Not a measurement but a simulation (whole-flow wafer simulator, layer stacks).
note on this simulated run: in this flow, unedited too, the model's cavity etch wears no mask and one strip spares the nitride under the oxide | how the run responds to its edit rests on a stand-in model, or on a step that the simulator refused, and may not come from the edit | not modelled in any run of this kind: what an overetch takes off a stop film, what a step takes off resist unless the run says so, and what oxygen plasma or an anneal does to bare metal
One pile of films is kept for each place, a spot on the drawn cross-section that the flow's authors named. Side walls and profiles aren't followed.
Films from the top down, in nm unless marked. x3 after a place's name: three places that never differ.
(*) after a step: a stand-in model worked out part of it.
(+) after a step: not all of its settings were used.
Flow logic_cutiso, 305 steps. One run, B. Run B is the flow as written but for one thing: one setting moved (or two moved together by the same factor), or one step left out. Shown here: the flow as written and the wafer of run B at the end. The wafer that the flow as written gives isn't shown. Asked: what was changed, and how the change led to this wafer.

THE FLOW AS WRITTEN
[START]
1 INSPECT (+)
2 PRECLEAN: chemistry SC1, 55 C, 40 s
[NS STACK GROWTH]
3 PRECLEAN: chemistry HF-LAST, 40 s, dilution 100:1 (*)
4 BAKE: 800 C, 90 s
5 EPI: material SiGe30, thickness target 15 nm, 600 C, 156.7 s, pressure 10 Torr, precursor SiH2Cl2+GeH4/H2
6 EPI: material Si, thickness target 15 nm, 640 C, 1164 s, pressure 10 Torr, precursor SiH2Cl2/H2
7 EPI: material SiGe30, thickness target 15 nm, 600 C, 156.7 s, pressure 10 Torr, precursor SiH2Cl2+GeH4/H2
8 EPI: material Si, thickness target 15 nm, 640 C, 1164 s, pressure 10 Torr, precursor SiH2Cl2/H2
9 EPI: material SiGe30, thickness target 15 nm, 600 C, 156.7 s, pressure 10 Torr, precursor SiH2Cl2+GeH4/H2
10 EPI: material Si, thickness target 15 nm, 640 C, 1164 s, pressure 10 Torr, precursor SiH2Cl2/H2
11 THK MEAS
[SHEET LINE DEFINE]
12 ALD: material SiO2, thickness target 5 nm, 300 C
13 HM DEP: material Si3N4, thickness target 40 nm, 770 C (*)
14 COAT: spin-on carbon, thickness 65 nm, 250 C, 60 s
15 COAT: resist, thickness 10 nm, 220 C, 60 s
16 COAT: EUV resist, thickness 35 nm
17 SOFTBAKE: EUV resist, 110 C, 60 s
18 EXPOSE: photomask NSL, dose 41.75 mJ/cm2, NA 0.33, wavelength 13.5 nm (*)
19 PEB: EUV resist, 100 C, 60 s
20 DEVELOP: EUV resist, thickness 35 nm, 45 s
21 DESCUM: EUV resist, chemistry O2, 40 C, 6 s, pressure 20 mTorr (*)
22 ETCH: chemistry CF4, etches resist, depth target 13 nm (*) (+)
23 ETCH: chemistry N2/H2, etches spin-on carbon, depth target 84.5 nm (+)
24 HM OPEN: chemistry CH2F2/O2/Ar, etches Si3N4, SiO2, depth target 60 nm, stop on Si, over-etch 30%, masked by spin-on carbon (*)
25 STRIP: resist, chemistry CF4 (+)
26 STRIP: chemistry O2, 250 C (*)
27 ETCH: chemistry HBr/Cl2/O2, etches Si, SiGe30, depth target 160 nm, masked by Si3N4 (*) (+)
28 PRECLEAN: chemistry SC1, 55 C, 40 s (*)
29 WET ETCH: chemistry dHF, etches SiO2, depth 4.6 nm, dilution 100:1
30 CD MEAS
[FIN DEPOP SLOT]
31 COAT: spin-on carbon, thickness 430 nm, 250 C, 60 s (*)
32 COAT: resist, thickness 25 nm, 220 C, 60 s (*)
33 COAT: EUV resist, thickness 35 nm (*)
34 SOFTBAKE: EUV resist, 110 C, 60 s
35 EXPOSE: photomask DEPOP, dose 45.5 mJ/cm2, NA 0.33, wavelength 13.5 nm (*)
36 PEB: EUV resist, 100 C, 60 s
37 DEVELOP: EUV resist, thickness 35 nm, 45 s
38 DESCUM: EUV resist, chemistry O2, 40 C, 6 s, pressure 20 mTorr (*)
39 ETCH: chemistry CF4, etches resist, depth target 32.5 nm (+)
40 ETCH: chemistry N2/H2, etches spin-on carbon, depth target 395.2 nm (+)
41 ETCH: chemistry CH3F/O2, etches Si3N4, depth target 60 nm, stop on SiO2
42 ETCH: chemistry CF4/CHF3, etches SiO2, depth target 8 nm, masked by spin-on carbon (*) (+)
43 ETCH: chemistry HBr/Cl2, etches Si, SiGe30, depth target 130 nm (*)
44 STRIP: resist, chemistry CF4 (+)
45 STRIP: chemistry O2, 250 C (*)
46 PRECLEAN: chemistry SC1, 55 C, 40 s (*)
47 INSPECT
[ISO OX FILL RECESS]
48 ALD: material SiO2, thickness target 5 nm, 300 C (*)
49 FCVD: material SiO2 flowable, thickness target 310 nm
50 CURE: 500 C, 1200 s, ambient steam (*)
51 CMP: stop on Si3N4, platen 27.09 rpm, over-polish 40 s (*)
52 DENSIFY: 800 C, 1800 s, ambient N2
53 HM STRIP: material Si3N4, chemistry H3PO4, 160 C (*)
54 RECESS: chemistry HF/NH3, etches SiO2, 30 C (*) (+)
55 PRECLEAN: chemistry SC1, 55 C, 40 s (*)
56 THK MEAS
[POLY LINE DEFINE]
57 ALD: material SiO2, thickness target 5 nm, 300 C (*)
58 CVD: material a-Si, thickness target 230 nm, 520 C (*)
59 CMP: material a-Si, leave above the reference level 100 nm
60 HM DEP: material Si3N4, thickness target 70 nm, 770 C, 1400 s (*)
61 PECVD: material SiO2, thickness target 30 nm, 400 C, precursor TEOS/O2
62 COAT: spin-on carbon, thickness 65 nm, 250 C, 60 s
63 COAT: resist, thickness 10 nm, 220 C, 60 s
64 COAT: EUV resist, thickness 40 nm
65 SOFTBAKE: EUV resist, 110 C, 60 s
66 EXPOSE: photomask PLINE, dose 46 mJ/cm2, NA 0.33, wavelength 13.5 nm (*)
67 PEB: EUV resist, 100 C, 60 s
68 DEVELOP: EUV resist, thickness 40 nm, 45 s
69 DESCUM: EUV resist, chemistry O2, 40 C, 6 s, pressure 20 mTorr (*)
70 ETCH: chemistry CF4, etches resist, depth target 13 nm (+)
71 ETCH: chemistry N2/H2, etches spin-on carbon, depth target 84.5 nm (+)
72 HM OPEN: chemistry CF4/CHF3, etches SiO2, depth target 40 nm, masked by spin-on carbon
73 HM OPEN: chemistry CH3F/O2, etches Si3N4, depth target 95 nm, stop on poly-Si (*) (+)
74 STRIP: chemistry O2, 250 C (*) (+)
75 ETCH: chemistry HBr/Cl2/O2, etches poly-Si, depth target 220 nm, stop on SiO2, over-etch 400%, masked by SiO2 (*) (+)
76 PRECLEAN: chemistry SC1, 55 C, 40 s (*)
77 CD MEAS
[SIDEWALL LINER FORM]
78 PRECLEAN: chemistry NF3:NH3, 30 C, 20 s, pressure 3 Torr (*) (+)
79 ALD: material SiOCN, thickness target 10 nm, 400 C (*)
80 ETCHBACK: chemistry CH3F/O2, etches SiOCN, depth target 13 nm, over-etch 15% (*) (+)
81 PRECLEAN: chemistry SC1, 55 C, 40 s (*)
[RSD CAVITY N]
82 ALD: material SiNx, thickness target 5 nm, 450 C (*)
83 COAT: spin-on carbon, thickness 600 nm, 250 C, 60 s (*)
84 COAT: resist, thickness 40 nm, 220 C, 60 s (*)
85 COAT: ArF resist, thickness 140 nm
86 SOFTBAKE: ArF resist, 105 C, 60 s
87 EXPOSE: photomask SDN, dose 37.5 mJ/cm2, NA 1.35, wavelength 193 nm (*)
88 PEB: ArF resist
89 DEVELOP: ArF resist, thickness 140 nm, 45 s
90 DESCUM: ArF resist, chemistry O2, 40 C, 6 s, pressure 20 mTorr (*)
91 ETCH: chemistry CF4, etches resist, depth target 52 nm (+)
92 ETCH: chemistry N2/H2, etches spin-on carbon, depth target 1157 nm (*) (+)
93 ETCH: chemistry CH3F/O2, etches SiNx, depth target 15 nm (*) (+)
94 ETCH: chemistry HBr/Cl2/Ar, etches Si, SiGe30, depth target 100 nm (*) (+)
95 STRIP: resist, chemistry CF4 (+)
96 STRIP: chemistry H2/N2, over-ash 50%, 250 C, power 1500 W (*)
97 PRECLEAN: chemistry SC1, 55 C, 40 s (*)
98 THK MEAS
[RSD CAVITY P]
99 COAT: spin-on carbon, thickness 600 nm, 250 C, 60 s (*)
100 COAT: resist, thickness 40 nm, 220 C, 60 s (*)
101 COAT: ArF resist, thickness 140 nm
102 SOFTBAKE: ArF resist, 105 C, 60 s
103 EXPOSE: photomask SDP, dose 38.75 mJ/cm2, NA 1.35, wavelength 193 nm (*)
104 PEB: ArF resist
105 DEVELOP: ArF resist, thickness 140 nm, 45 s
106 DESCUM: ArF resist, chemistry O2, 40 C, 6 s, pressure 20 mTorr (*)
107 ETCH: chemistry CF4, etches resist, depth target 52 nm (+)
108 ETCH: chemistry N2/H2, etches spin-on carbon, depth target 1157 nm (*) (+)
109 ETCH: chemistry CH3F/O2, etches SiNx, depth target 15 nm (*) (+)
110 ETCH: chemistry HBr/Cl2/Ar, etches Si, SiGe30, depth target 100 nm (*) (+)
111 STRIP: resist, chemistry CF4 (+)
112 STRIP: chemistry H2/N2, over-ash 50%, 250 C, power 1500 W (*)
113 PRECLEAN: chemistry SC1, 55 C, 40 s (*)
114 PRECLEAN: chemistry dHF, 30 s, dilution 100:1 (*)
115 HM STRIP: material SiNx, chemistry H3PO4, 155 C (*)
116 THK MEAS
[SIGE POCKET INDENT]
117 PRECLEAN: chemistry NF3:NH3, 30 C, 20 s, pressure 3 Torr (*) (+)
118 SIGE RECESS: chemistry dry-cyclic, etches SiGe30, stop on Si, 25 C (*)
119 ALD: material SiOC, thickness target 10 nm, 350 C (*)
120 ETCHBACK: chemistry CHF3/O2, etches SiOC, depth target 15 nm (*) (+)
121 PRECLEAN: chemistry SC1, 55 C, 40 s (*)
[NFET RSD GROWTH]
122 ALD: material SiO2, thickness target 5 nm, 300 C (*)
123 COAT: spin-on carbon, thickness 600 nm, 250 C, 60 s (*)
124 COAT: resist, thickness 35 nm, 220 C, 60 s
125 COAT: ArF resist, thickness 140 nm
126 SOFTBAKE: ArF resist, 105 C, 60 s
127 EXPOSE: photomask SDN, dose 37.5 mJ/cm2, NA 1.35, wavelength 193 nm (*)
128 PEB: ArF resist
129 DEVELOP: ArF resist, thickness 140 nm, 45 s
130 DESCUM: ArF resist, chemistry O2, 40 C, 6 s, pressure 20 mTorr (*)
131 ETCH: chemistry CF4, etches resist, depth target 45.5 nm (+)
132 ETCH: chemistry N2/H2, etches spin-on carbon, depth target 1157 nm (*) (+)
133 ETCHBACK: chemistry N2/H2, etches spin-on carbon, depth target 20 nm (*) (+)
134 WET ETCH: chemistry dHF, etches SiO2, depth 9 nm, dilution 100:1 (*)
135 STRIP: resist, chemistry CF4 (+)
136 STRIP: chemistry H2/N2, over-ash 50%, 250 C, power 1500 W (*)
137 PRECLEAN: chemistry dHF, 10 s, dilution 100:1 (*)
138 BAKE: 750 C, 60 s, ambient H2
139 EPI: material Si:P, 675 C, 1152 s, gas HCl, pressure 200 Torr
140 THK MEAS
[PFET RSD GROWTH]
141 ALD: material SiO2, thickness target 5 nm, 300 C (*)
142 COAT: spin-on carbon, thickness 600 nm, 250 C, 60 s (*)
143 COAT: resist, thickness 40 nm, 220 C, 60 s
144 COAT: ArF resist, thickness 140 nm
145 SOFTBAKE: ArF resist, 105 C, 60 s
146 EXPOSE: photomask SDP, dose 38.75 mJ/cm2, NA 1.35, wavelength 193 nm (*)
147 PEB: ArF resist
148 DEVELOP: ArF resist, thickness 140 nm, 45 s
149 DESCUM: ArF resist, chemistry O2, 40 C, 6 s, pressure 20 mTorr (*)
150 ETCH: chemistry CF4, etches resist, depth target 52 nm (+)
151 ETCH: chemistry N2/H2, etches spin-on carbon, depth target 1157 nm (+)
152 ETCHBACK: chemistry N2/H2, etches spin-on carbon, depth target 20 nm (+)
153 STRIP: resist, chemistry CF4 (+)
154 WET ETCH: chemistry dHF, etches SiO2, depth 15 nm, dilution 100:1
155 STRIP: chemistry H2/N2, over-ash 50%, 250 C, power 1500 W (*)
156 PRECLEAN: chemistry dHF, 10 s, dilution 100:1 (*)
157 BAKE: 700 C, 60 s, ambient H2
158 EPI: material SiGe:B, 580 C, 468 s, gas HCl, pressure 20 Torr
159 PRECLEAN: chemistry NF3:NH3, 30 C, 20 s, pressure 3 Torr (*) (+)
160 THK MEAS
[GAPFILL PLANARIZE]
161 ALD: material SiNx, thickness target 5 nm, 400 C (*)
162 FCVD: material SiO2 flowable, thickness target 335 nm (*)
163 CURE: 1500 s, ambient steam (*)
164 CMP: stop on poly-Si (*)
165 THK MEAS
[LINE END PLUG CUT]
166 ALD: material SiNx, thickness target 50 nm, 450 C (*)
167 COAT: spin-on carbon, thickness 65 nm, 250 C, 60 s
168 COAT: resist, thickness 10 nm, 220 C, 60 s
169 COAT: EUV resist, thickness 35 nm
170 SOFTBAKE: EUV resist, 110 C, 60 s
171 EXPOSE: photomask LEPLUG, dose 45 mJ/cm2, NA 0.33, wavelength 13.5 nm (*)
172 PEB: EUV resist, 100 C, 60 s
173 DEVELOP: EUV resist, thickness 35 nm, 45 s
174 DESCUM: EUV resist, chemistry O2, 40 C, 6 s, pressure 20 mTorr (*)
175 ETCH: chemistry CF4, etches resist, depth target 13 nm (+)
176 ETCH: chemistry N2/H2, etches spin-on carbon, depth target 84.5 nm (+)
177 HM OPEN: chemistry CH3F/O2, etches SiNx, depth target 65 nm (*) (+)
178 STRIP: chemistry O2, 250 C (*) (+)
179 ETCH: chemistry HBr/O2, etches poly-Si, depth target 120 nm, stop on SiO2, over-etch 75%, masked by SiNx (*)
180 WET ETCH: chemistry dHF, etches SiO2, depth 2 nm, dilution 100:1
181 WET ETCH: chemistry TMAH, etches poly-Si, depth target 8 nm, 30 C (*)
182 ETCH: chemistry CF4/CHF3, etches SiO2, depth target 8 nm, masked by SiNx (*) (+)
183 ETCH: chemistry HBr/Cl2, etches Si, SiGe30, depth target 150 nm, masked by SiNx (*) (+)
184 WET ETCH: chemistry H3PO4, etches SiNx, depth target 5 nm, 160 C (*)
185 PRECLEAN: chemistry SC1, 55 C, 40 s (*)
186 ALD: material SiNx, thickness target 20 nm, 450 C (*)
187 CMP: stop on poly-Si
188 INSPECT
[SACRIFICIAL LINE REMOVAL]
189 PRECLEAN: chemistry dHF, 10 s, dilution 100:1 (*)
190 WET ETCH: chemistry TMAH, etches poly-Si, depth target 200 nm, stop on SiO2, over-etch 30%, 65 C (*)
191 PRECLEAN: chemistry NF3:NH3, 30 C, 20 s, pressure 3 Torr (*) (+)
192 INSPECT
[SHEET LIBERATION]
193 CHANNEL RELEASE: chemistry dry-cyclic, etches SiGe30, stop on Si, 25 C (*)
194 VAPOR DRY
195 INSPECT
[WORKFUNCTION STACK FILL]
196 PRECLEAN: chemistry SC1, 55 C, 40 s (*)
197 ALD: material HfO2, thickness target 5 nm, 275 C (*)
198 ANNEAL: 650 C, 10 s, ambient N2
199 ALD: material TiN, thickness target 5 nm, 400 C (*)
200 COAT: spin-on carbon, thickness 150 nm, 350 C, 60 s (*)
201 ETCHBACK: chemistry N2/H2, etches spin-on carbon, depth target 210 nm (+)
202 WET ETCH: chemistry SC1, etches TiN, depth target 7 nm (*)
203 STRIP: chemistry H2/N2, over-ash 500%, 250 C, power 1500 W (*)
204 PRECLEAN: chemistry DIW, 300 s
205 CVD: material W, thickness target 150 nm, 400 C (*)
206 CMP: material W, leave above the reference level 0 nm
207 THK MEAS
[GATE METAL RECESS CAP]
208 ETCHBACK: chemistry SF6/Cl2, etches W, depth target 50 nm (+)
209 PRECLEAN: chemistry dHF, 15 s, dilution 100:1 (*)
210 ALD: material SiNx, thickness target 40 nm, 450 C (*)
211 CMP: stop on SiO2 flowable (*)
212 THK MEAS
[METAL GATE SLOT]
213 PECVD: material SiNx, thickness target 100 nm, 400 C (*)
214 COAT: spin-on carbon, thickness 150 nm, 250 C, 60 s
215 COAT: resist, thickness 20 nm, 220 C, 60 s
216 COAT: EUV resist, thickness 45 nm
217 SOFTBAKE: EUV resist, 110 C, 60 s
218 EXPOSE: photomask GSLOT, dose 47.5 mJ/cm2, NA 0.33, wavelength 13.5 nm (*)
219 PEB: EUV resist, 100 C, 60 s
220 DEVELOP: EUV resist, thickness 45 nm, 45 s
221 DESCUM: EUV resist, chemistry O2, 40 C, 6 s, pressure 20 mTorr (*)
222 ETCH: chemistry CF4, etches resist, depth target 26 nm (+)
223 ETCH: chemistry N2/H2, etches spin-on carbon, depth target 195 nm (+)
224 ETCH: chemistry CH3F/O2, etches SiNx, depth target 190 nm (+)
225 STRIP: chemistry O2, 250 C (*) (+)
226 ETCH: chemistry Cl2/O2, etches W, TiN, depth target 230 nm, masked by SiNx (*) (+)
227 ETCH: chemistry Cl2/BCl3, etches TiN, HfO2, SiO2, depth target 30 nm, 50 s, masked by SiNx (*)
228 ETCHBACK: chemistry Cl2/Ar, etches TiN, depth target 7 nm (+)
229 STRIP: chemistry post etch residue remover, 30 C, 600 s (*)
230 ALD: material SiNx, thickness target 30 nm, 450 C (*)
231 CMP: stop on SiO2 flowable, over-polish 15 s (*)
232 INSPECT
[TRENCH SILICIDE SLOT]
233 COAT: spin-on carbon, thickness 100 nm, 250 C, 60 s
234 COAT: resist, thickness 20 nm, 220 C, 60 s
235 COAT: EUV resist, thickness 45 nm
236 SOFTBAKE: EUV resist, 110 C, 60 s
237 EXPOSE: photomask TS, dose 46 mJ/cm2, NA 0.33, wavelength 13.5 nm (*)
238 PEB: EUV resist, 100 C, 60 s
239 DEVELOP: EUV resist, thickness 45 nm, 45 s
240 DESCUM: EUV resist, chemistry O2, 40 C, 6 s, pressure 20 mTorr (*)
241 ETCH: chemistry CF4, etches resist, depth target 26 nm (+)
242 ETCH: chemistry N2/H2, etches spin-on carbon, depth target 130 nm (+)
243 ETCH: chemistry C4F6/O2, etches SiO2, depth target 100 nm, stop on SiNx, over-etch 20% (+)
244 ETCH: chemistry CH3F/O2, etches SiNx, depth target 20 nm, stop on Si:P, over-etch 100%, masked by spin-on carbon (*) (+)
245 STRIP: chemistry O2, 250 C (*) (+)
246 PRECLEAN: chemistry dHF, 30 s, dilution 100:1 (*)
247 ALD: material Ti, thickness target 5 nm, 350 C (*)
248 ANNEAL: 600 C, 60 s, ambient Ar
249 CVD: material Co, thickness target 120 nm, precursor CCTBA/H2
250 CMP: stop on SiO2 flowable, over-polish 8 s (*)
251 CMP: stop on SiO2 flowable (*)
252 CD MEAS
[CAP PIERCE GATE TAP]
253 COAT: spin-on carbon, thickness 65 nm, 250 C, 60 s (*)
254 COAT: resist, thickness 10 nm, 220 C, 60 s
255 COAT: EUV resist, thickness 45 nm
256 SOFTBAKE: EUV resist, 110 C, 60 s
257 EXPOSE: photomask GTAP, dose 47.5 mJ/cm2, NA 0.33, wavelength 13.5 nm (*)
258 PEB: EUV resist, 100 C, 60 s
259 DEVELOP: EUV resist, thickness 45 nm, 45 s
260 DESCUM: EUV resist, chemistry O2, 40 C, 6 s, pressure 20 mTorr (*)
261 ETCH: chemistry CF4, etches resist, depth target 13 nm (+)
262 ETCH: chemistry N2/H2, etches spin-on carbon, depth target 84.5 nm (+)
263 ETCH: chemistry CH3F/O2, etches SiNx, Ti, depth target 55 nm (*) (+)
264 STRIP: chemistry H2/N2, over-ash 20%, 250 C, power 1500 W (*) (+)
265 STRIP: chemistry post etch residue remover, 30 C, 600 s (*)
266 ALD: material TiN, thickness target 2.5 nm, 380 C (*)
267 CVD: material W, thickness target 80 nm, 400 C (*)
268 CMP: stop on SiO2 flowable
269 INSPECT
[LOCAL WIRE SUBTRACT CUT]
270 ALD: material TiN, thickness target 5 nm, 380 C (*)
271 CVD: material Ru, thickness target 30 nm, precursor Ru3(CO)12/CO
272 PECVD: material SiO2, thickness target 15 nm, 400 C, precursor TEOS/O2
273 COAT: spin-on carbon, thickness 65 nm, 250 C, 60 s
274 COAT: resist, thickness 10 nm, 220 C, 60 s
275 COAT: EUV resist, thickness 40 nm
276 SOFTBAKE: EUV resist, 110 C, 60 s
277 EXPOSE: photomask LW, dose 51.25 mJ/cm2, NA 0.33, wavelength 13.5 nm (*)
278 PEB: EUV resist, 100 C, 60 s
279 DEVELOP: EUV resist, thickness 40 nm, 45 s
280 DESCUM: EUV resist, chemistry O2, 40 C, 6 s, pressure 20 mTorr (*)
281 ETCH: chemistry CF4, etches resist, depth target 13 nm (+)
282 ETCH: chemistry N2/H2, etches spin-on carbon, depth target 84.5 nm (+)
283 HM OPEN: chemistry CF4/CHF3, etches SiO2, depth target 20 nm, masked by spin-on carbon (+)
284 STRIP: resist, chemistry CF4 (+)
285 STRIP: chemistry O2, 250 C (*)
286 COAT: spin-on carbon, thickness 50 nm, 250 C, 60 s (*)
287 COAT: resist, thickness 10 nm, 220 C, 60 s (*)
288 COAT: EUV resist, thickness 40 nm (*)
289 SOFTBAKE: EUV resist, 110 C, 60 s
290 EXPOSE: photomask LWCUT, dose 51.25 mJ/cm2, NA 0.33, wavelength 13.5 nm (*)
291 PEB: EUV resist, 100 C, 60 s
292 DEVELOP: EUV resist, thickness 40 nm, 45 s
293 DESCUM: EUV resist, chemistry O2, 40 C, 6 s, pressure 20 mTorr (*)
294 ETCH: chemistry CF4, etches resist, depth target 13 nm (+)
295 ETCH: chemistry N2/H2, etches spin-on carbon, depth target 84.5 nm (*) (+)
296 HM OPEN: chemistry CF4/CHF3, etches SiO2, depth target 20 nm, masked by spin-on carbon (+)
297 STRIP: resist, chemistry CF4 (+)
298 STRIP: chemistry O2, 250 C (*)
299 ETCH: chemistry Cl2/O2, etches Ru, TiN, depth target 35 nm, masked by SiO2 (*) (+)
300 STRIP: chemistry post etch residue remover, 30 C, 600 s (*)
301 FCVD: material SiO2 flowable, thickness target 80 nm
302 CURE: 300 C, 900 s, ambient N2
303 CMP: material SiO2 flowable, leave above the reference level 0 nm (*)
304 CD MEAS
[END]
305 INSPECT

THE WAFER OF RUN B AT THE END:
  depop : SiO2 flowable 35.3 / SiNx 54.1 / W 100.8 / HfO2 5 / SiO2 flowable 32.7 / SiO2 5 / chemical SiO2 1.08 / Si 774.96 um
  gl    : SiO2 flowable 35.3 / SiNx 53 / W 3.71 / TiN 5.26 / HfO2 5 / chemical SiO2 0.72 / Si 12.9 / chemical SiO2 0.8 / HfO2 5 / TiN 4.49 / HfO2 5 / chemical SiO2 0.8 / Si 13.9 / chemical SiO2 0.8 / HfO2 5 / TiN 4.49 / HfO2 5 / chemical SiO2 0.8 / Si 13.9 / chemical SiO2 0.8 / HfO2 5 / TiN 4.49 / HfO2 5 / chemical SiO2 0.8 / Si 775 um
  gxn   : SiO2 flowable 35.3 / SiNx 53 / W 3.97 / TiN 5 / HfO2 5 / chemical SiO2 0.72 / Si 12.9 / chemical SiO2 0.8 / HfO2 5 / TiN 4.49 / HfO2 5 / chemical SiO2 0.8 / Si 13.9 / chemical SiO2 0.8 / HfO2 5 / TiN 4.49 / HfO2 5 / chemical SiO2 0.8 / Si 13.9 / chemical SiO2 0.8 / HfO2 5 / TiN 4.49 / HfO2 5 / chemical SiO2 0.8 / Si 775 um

The cause: step 208, ETCHBACK: depth target 77.5 nm was run, where the flow has depth target 50 nm.

How the change led to this, step by step:
  208 ETCHBACK: chemistry SF6/Cl2, etches W, depth target 50 nm (+)
      depop, dpovl, gfld and 9 more: W -77.5 (as written it would be: W -50)
      iso, rsdn, rsdp, rsdw, rsdx: SiO2 flowable -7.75 (as written it would be: SiO2 flowable -5)
      (and at 5 more places)
  210 ALD: material SiNx, thickness target 40 nm, 450 C (*)
      gfld, gl, glp, gxf, gxn, gxp, tap: SiNx +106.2 (new film) (as written it would be: SiNx +82.6 (new film))
      plug: SiNx +45.5 (as written it would be: SiNx +42.5)
  211 CMP: stop on SiO2 flowable (*)
      depop, dpovl, isow, ns, nsgap: nothing (as written it would be: SiNx -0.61)
      gfld, gl, glp, gxf, gxn, gxp, tap: SiNx -42 (as written it would be: SiNx -43.2)
      (and at 5 more places)
  224 ETCH: chemistry CH3F/O2, etches SiNx, depth target 190 nm (+)
      gfld: SiNx -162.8 (all of it), W -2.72 (as written it would be: SiNx -138.1 (all of it), W -5.19)
  226 ETCH: chemistry Cl2/O2, etches W, TiN, depth target 230 nm, masked by SiNx (*) (+)
      depop, dpovl, gl and 18 more: SiNx -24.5 (as written it would be: SiNx -30.8)
      gfld: W -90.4 (all of it), TiN -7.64 (all of it), HfO2 -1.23 (as written it would be: W -115.4 (all of it), TiN -7.64 (all of it), HfO2 -1.54)
  231 CMP: stop on SiO2 flowable, over-polish 15 s (*)
      gfld, gl, glp, gxf, gxn, gxp, plug, tap: SiNx -69 (as written it would be: SiNx -62.7)
      depop, dpovl, isow, ns, nsgap: SiNx -44.8 (as written it would be: SiNx -62.7)
      (and at 9 more places)
  243 ETCH: chemistry C4F6/O2, etches SiO2, depth target 100 nm, stop on SiNx, over-etch 20% (+)
      rsdn, rsdp, rsdw: SiO2 flowable -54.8 (all of it) (as written it would be: SiO2 flowable -57.5 (all of it))
  246 PRECLEAN: chemistry dHF, 30 s, dilution 100:1 (*)
      depop, dpovl, isow, ns, nsgap: SiNx -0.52 (as written it would be: SiNx -1.08)
  251 CMP: stop on SiO2 flowable (*)
      rsdx: Ti -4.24 (as written it would be: Ti -5 (all of it))
      gfld, gl, glp, gxf, gxn, gxp, plug, tap: SiNx -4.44 (as written it would be: SiNx -5)
      (and at 8 more places)
  263 ETCH: chemistry CH3F/O2, etches SiNx, Ti, depth target 55 nm (*) (+)
      glp, lnrp, lnrt, plug, rsdn, rsdp, rsdw: resist -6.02 (all of it), spin-on carbon -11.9 (as written it would be: resist -6.02 (all of it), spin-on carbon -6.48)
      depop, dpovl, gl, isow, ns, nsgap: resist -6.03 (all of it), spin-on carbon -11.8 (as written it would be: resist -6.03 (all of it), spin-on carbon -6.46)
      (and at 9 more places)
  264 STRIP: chemistry H2/N2, over-ash 20%, 250 C, power 1500 W (*) (+)
      gfld, gl, gxf, gxn, gxp, lnr, lnri, lnrp: spin-on carbon -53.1 (all of it) (as written it would be: spin-on carbon -58.4 (all of it))
      glp, lnrt, plug, rsdn, rsdp, rsdw: spin-on carbon -53 (all of it) (as written it would be: spin-on carbon -58.4 (all of it))
      (and at 7 more places)
  265 STRIP: chemistry post etch residue remover, 30 C, 600 s (*)
      rsdx: Ti -0.76 (all of it) (as written it would be: nothing)
      iso: Ti -1.17 (all of it) (as written it would be: Ti -0.66 (all of it))
  267 CVD: material W, thickness target 80 nm, 400 C (*)
      tap: W +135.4 (new film) (as written it would be: W +111.4 (new film))
  268 CMP: stop on SiO2 flowable
      depop, dpovl, gfld and 9 more: W -80.2 (all of it), TiN -2.5 (all of it), SiNx -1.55 (as written it would be: W -80.2 (all of it), TiN -2.5 (all of it), SiNx -0.98)
      lnr, lnri, lnrp, lnrt: W -80 (all of it), TiN -2.5 (all of it), SiOCN -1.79 (as written it would be: W -80 (all of it), TiN -2.5 (all of it), SiOCN -1.22)
      (and at 3 more places)
